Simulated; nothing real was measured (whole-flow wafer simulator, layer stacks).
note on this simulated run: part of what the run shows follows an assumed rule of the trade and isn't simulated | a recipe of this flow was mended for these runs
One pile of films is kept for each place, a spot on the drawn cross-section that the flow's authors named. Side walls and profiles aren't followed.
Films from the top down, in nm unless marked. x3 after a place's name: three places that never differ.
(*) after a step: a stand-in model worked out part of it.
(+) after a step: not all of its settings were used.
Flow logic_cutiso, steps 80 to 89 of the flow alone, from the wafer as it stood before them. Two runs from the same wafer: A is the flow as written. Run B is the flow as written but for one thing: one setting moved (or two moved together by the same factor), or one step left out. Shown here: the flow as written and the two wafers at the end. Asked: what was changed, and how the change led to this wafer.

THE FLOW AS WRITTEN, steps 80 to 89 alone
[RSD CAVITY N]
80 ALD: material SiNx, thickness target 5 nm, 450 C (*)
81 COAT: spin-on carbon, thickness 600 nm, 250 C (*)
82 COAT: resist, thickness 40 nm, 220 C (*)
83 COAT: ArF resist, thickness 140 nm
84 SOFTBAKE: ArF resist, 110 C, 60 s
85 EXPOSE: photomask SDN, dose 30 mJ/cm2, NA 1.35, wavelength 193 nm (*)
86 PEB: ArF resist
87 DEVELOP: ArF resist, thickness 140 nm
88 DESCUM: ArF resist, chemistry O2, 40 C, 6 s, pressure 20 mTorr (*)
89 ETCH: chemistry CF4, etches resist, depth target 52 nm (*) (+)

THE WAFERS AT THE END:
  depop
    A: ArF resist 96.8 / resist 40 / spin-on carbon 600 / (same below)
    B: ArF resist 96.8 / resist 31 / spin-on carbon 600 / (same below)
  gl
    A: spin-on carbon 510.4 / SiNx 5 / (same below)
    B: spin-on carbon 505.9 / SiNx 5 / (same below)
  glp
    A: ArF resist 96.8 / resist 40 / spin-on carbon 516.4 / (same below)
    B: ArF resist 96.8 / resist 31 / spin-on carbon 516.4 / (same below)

The cause: step 82, COAT: thickness 31 nm was run, where the flow has thickness 40 nm.
It can be read off the wafer: depop has resist 31, and step 82 as written asks for 40 nm.

How the change led to this, step by step:
  82 COAT: resist, thickness 40 nm, 220 C (*)
      depop, dpovl x3, gl and 15 more: A resist +40 (new film) | B resist +31 (new film)
      gfld: A resist +40.1 (new film) | B resist +31.1 (new film)
      (and at 1 more place)
  89 ETCH: chemistry CF4, etches resist, depth target 52 nm (*) (+)
      lnrt, rsdn, tap: A resist -40 (all of it), spin-on carbon -6.01 | B resist -31 (all of it), spin-on carbon -10.5
      lnr, rsdx: A resist -40 (all of it), spin-on carbon -5.99 | B resist -31 (all of it), spin-on carbon -10.5
      (and at 2 more places)
